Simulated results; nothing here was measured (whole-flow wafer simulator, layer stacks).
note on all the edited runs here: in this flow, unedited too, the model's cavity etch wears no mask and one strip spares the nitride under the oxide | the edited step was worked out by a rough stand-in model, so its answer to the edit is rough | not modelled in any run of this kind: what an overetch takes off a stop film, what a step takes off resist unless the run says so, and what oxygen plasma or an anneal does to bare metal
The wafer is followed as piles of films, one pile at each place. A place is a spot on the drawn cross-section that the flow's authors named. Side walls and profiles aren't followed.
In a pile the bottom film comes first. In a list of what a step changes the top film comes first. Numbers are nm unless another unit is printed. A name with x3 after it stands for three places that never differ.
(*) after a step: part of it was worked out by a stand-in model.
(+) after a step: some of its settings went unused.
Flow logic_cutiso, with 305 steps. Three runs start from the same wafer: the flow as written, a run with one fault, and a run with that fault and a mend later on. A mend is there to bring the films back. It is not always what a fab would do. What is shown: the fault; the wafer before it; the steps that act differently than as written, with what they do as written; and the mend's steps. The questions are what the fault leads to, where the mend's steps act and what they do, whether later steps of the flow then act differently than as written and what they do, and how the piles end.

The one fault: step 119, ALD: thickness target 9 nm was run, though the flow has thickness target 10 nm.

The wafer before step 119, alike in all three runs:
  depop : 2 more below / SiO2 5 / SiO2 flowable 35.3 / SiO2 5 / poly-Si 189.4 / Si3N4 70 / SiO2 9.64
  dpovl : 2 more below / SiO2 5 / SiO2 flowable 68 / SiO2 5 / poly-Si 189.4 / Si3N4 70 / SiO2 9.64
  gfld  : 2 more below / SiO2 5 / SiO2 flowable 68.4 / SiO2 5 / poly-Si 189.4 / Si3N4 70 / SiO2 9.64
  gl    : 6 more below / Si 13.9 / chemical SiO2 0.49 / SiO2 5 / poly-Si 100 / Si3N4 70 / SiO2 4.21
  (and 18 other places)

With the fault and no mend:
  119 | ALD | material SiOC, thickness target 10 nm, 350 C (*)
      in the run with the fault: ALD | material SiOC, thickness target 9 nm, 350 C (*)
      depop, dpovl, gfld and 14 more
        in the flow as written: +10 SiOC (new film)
        in the run with the fault: +9 SiOC (new film)
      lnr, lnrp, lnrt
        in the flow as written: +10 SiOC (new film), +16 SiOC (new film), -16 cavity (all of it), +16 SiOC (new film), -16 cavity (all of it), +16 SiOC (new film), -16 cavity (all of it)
        in the run with the fault: +9 SiOC (new film), +16 SiOC (new film), -16 cavity (all of it), +16 SiOC (new film), -16 cavity (all of it), +16 SiOC (new film), -16 cavity (all of it)
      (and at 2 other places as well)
  Steps later in the flow that act otherwise than as written (16 more steps, not shown, differ only slightly: by at most 2% or 0.5 nm, whichever is larger):
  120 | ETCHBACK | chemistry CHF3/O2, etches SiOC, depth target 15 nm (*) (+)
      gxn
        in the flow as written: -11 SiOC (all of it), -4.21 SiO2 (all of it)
        in the run with the fault: -9.82 SiOC (all of it), -4.21 SiO2 (all of it), -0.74 Si3N4
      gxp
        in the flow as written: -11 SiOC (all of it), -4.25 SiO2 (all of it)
        in the run with the fault: -9.79 SiOC (all of it), -4.25 SiO2 (all of it), -0.74 Si3N4
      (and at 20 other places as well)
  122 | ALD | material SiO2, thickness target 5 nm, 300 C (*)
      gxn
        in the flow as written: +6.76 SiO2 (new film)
        in the run with the fault: +7.27 SiO2 (new film)
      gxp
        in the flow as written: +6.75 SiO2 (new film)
        in the run with the fault: +7.27 SiO2 (new film)
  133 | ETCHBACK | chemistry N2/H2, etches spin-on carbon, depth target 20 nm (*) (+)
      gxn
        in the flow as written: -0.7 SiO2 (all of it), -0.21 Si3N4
        in the run with the fault: -1.22 SiO2 (all of it)
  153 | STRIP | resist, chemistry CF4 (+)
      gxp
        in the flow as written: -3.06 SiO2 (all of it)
        in the run with the fault: -3.58 SiO2 (all of it)
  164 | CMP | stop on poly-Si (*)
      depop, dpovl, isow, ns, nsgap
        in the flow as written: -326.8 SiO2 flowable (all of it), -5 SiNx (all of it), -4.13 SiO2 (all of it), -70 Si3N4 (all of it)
        in the run with the fault: -326.8 SiO2 flowable (all of it), -5 SiNx (all of it), -3.13 SiO2 (all of it), -70 Si3N4 (all of it)
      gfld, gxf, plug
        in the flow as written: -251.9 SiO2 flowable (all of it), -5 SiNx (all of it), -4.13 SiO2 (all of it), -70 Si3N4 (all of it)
        in the run with the fault: -252.4 SiO2 flowable (all of it), -5 SiNx (all of it), -3.13 SiO2 (all of it), -70 Si3N4 (all of it)
  When the end is reached, the piles differ only a little from the flow's at the places that both follow, at most by 2% or 0.5 nm, whichever is larger.

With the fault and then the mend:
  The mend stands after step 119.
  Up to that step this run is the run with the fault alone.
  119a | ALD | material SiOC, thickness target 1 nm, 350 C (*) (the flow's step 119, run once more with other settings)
      depop, dpovl, gfld and 19 more
        +1 SiOC
  None of the later steps of the flow differs from how it acts as written, at any place that is followed, by more than 2% or 0.5 nm, whichever is larger.
  The piles end the same as the flow's at every place that both follow.
